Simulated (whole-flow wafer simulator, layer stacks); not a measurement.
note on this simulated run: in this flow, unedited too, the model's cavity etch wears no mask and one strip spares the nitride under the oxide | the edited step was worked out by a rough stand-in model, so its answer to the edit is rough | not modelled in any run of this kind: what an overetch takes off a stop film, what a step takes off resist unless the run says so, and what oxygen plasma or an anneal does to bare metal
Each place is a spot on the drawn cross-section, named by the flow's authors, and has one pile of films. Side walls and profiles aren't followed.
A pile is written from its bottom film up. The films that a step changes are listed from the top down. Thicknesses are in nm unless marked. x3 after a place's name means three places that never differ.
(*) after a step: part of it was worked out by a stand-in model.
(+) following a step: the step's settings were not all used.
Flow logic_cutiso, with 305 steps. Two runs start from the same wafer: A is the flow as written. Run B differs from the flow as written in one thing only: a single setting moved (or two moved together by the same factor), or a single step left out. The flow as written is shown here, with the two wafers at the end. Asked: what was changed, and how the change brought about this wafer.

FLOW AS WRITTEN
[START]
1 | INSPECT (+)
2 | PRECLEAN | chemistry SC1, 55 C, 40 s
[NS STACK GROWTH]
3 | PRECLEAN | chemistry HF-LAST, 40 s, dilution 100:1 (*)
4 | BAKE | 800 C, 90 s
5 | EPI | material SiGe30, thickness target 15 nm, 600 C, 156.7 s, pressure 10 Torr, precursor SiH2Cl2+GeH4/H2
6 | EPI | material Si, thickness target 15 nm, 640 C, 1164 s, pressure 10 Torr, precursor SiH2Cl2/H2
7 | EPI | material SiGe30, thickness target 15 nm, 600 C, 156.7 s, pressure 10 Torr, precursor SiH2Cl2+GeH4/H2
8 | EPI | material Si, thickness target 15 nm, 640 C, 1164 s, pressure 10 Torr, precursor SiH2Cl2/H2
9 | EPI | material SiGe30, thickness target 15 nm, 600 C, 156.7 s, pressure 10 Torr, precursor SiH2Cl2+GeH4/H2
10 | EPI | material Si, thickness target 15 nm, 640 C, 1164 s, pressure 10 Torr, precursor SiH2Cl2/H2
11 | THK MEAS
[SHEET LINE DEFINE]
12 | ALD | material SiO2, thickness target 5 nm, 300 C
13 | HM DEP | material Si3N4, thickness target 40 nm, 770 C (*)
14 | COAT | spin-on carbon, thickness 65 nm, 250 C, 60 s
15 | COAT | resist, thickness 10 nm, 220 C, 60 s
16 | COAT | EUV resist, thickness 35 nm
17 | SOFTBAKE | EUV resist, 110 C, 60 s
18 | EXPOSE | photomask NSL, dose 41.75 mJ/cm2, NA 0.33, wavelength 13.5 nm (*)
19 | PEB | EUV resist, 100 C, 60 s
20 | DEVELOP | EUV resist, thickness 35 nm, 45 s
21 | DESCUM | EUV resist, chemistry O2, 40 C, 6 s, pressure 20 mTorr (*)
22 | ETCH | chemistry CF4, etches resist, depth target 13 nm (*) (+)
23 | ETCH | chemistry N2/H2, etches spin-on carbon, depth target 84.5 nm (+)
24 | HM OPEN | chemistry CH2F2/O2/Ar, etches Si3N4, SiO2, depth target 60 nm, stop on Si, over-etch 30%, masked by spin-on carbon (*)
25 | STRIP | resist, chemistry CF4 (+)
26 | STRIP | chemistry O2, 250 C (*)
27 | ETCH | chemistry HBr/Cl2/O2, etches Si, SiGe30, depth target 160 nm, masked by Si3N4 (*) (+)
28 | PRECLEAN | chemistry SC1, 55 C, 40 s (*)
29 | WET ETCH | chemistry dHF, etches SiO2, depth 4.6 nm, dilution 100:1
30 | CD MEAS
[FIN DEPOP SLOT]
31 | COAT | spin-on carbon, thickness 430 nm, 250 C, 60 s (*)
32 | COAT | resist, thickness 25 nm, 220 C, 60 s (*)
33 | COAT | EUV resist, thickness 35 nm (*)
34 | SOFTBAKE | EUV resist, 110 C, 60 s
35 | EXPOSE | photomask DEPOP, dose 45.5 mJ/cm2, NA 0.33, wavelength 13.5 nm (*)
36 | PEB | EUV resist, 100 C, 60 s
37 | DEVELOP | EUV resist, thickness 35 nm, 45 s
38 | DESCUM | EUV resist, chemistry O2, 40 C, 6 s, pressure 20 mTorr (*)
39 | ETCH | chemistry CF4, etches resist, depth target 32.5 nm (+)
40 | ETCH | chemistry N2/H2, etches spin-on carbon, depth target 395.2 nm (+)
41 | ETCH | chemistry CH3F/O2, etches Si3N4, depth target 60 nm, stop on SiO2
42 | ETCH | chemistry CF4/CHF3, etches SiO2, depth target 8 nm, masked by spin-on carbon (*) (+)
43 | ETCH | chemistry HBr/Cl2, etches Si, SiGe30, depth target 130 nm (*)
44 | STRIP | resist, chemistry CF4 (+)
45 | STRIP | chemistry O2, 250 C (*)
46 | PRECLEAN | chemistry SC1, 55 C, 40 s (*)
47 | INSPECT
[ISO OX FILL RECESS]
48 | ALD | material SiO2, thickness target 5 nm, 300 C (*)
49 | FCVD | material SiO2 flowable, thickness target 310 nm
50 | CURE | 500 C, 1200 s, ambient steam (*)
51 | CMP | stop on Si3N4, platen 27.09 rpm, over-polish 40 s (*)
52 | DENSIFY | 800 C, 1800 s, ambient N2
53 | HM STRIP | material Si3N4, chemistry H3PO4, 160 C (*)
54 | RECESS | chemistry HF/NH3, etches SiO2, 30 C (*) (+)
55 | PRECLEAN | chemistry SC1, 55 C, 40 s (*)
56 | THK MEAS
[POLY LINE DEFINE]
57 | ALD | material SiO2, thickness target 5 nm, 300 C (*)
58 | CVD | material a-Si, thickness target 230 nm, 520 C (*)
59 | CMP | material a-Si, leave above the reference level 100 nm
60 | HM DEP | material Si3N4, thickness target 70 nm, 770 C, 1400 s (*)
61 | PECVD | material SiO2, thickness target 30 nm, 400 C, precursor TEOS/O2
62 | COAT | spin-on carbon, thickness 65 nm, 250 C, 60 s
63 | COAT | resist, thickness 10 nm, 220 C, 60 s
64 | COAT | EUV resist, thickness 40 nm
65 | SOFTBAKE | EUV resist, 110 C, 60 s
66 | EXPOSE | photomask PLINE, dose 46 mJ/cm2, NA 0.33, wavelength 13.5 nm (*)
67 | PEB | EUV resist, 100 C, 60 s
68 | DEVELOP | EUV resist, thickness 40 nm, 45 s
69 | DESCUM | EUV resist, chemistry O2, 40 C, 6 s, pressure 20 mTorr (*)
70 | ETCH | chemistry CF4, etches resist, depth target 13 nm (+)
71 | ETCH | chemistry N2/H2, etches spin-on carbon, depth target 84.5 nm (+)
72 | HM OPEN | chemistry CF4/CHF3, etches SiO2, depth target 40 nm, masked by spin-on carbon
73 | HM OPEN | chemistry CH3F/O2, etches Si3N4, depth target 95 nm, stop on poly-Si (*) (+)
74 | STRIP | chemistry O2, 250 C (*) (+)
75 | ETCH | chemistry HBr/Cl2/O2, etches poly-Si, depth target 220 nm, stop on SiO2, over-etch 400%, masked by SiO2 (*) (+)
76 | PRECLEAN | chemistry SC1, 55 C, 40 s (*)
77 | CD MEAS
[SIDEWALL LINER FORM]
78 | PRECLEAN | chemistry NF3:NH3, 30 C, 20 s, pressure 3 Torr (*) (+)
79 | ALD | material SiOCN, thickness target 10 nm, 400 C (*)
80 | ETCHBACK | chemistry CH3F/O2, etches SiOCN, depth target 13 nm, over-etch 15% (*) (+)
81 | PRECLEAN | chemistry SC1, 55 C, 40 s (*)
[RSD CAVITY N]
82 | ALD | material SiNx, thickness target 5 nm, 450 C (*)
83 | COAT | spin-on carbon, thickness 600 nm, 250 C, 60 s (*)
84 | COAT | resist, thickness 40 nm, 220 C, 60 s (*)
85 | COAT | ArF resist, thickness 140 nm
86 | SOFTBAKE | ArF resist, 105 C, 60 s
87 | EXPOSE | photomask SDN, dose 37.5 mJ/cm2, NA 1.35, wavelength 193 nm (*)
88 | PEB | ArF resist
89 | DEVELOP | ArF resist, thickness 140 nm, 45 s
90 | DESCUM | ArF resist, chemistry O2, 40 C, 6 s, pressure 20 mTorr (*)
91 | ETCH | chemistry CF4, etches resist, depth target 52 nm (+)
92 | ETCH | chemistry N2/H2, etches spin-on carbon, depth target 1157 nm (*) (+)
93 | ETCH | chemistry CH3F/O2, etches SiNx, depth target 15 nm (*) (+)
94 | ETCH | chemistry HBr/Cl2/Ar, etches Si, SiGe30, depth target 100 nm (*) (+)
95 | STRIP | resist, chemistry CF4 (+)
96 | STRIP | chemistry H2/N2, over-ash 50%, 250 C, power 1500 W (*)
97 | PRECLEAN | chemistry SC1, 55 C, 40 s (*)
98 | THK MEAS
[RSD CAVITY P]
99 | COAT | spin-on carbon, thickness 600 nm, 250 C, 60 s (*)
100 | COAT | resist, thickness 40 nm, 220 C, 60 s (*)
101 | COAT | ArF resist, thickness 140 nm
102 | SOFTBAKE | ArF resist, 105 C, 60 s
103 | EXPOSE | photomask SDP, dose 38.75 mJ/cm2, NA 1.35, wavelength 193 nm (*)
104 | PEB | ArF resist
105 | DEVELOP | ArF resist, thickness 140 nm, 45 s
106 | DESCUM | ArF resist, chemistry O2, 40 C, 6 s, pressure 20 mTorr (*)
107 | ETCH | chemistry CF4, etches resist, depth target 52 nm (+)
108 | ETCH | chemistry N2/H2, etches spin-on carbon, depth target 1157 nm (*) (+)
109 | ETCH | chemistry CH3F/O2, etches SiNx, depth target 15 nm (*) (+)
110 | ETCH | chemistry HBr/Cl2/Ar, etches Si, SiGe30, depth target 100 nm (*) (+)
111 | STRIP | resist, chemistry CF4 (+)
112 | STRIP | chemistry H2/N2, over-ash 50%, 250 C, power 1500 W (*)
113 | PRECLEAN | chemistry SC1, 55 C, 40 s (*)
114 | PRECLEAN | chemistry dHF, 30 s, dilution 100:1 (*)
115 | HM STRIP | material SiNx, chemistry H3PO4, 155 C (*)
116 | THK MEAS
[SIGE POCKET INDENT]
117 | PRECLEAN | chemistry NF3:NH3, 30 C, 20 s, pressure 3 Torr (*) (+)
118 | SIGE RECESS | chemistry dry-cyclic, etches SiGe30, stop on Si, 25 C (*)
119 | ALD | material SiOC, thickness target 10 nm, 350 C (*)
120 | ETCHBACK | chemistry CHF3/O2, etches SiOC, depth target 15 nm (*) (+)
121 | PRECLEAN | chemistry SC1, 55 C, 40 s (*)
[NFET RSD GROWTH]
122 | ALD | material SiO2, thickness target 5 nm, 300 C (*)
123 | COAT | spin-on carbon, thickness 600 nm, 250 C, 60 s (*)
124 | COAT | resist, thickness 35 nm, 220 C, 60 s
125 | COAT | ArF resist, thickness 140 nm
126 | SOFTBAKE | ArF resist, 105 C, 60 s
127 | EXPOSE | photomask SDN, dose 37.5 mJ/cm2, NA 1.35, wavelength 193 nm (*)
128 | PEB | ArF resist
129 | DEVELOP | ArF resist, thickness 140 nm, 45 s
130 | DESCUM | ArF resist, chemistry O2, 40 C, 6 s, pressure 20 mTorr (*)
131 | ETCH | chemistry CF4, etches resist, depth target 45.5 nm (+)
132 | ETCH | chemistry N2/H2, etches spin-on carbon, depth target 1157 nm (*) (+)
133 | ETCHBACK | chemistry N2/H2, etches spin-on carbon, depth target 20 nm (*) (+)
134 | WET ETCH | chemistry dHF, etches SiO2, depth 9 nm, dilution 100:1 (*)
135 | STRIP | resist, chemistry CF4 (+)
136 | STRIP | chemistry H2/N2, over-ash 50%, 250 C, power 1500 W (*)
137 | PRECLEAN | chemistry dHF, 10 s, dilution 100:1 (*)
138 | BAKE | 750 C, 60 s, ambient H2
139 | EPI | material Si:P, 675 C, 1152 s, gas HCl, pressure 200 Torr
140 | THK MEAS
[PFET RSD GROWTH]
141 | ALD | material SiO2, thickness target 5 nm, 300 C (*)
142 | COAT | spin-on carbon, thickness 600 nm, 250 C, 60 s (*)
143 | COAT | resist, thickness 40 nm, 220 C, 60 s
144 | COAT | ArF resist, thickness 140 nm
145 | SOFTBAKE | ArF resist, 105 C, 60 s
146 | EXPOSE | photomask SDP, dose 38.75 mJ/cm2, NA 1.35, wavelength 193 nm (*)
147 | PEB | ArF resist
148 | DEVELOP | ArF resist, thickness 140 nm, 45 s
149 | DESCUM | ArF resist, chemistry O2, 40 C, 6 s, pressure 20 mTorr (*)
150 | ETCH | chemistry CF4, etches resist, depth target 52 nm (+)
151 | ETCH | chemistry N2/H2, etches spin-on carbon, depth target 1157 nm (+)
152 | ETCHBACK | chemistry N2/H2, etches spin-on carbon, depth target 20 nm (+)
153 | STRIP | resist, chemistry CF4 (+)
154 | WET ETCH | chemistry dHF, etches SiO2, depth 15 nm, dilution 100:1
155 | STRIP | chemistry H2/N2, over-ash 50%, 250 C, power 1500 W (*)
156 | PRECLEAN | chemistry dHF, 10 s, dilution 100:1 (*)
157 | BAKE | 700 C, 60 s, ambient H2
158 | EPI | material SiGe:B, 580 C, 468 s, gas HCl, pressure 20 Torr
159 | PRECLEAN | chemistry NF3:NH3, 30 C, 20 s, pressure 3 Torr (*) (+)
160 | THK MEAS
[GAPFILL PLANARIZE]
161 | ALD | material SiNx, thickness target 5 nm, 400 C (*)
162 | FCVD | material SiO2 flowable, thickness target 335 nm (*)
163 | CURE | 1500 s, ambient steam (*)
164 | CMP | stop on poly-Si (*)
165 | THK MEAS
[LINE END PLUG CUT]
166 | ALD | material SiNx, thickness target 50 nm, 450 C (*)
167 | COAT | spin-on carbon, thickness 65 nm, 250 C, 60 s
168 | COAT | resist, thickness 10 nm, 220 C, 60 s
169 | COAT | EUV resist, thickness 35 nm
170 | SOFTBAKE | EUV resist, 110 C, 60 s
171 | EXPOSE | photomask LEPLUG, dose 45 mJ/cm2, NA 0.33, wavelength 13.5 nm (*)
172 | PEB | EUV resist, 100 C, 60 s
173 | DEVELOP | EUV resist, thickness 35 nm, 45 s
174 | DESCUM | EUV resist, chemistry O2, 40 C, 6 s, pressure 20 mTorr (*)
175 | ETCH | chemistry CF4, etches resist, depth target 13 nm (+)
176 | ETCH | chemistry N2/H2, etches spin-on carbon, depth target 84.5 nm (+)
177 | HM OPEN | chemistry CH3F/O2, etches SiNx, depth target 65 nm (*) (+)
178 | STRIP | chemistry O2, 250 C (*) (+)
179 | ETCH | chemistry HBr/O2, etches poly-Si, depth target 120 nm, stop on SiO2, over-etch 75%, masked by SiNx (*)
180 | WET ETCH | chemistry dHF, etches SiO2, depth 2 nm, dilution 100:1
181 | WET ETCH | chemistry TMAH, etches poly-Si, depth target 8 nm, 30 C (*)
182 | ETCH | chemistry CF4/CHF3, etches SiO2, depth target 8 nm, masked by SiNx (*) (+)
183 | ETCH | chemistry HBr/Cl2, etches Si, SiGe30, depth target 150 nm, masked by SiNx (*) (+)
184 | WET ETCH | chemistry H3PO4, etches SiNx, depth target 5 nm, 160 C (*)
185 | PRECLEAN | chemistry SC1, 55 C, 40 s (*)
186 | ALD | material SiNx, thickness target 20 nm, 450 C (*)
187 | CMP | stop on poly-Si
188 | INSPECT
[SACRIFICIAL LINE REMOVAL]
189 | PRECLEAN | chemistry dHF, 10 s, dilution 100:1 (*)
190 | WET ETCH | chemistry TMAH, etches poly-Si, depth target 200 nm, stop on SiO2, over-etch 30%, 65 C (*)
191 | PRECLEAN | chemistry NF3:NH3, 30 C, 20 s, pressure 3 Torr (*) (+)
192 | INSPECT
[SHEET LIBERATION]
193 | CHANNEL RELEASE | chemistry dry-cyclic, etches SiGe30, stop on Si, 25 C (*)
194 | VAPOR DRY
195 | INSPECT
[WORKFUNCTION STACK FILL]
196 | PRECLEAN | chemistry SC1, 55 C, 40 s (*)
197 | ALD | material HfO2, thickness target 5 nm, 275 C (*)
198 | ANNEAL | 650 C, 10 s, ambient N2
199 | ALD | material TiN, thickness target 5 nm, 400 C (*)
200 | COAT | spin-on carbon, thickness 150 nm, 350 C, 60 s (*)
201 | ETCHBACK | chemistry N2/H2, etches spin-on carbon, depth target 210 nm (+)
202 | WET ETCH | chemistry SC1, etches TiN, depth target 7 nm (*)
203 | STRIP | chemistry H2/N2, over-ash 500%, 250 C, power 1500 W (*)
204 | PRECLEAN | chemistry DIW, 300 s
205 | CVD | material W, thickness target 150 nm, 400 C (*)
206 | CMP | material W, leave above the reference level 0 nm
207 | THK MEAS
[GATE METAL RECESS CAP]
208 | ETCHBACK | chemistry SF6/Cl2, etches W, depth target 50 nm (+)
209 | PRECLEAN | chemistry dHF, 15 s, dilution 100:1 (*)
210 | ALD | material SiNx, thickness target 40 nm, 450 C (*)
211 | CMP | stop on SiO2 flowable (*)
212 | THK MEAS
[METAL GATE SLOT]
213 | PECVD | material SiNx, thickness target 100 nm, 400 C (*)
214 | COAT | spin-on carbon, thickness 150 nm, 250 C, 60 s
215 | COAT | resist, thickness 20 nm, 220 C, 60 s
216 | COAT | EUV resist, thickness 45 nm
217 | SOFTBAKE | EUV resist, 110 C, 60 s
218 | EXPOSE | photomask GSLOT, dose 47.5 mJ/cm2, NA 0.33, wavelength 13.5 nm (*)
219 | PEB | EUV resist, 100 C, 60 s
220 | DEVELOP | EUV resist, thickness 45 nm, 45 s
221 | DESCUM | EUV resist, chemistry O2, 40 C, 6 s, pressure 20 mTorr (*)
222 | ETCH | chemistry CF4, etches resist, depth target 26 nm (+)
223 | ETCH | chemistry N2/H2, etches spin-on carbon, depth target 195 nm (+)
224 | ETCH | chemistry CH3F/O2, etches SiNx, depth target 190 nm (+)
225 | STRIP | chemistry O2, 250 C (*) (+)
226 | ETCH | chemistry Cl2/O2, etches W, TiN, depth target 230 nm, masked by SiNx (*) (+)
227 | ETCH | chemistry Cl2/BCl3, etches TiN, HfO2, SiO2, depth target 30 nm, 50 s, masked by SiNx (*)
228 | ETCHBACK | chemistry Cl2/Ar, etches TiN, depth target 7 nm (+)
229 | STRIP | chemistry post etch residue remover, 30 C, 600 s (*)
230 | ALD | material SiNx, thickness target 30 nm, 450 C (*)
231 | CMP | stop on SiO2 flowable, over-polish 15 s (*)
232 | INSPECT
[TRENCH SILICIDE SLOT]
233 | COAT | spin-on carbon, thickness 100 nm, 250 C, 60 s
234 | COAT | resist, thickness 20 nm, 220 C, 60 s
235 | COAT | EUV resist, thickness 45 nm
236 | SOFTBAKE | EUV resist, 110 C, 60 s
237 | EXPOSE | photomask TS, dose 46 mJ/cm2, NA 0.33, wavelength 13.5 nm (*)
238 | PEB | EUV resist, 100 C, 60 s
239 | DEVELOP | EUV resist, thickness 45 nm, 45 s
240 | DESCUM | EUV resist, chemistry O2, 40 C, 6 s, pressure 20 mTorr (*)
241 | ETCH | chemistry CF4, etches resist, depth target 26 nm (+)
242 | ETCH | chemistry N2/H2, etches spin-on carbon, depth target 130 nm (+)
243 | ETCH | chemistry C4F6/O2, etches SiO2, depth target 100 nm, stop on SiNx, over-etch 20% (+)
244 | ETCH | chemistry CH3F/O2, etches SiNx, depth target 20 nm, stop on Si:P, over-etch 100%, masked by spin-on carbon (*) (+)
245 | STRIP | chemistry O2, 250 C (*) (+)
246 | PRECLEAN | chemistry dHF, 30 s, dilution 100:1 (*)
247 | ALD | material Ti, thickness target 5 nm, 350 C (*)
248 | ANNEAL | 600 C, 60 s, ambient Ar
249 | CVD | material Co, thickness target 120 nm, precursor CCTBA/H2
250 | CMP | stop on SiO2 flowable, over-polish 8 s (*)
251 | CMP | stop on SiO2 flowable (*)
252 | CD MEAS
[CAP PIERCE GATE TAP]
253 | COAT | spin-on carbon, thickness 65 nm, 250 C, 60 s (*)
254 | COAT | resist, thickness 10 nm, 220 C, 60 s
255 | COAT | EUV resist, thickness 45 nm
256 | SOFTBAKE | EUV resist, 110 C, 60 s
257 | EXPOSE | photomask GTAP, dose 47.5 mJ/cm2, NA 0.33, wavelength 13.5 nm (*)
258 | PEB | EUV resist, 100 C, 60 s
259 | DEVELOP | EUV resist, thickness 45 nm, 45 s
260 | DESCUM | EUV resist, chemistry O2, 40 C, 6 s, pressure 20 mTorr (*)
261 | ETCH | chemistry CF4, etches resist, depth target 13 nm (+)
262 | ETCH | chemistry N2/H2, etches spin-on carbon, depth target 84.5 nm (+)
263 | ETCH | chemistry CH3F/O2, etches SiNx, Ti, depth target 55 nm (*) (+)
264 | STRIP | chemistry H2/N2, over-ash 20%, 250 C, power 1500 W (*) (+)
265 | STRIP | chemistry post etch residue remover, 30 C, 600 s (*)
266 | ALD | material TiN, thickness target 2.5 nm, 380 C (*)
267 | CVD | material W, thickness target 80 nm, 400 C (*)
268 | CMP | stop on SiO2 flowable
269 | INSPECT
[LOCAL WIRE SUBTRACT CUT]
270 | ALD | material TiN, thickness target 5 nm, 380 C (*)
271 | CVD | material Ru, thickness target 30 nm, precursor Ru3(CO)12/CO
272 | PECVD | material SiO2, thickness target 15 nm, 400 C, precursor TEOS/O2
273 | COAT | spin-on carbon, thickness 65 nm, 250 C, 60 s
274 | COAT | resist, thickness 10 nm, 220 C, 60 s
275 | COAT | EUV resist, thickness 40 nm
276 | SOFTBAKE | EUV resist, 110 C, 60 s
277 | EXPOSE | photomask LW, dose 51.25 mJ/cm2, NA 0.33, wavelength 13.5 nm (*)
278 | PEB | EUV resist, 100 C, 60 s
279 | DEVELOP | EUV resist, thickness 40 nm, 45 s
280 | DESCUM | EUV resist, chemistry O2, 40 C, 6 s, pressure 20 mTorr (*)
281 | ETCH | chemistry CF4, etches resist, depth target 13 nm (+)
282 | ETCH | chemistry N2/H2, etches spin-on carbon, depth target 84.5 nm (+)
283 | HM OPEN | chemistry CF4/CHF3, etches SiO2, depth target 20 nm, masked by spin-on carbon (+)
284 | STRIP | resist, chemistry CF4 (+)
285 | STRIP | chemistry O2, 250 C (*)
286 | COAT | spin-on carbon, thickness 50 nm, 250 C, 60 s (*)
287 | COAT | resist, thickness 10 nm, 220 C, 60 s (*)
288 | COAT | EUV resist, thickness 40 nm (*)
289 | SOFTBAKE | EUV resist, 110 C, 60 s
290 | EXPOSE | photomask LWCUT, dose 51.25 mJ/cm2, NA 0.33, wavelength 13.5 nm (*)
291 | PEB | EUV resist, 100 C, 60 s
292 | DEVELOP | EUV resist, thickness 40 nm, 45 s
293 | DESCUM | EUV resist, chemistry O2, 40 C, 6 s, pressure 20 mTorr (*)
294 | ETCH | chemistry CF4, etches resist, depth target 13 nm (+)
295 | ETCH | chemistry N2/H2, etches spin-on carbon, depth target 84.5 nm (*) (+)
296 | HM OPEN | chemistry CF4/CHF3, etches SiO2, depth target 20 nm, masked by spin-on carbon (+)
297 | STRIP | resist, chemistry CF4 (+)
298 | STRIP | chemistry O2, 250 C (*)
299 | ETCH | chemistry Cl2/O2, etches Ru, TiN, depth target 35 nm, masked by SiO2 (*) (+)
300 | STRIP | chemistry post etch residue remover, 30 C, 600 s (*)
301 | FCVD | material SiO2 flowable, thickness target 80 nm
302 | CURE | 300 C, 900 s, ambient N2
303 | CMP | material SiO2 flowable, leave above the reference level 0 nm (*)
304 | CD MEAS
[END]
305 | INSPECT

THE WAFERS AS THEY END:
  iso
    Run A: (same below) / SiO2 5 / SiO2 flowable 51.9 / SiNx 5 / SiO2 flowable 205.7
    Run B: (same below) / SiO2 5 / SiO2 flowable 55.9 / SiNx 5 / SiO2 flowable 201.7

What caused this: step 119, ALD: thickness target 14 nm was run, whereas the flow has thickness target 10 nm.

How this came from the change, step by step:
  119 | ALD | material SiOC, thickness target 10 nm, 350 C (*)
      depop, dpovl, gfld and 14 more: A SiOC gains 10 (new film) | B SiOC gains 14 (new film)
      lnr, lnrp, lnrt: A SiOC gains 10 (new film), SiOC gains 16 (new film), cavity loses 16 (all of it), SiOC gains 16 (new film), cavity loses 16 (all of it), SiOC gains 16 (new film), cavity loses 16 (all of it) | B SiOC gains 14 (new film), SiOC gains 16 (new film), cavity loses 16 (all of it), SiOC gains 16 (new film), cavity loses 16 (all of it), SiOC gains 16 (new film), cavity loses 16 (all of it)
      (and at 2 other places as well)
  120 | ETCHBACK | chemistry CHF3/O2, etches SiOC, depth target 15 nm (*) (+)
      gl, tap: A SiOC loses 10 (all of it), SiO2 loses 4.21 (all of it), Si3N4 loses 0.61 | B SiOC loses 14 (all of it), SiO2 loses 1
      glp: A SiOC loses 10 (all of it), SiO2 loses 4.25 (all of it), Si3N4 loses 0.58 | B SiOC loses 14 (all of it), SiO2 loses 1
      (and at 19 other places as well)
  122 | ALD | material SiO2, thickness target 5 nm, 300 C (*)
      gl, glp, tap: A SiO2 gains 5 (new film) | B SiO2 gains 5
      gxn: A SiO2 gains 6.76 (new film) | B SiO2 gains 5 (new film)
      (and at 1 other place as well)
  132 | ETCH | chemistry N2/H2, etches spin-on carbon, depth target 1157 nm (*) (+)
      gl, tap: A spin-on carbon loses 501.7 (all of it), SiO2 loses 5 (all of it), Si3N4 loses 0.5 | B spin-on carbon loses 499.9 (all of it), SiO2 loses 6.09
      gxn: A spin-on carbon loses 499.4 (all of it), SiO2 loses 6.06 | B spin-on carbon loses 498.4 (all of it), SiO2 loses 5 (all of it), SiOC loses 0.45 (all of it), SiO2 loses 0.7
  133 | ETCHBACK | chemistry N2/H2, etches spin-on carbon, depth target 20 nm (*) (+)
      gl, tap: A Si3N4 loses 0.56 | B SiO2 loses 1.11
      gxn: A SiO2 loses 0.7 (all of it), Si3N4 loses 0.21 | B SiO2 loses 1.11
  134 | WET ETCH | chemistry dHF, etches SiO2, depth 9 nm, dilution 100:1 (*)
      gl, tap: A Si3N4 loses 0.34 | B SiO2 loses 0.97 (all of it), Si3N4 loses 0.23
      gxn: A Si3N4 loses 0.34 | B SiO2 loses 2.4 (all of it), Si3N4 loses 0.19
  141 | ALD | material SiO2, thickness target 5 nm, 300 C (*)
      gxn: A SiO2 gains 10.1 (new film) | B SiO2 gains 11.6 (new film)
  153 | STRIP | resist, chemistry CF4 (+)
      glp: A SiO2 loses 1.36 (all of it) | B SiO2 loses 4.49 (all of it)
      gxp: A SiO2 loses 3.06 (all of it) | B SiO2 loses 1.25 (all of it)
  159 | PRECLEAN | chemistry NF3:NH3, 30 C, 20 s, pressure 3 Torr (*) (+)
      gxp: A Si3N4 loses 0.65 | B SiOC loses 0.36 (all of it)
  164 | CMP | stop on poly-Si (*)
      gxp: A SiO2 flowable loses 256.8 (all of it), SiNx loses 5 (all of it), Si3N4 loses 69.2 (all of it) | B SiO2 flowable loses 253.8 (all of it), SiNx loses 5 (all of it), SiO2 loses 4.25 (all of it), Si3N4 loses 70 (all of it)
      depop, dpovl, isow, ns, nsgap: A SiO2 flowable loses 326.8 (all of it), SiNx loses 5 (all of it), SiO2 loses 4.13 (all of it), Si3N4 loses 70 (all of it) | B SiO2 flowable loses 326.8 (all of it), SiNx loses 5 (all of it), SiO2 loses 8.13 (all of it), Si3N4 loses 70 (all of it)
      (and at 10 other places as well)
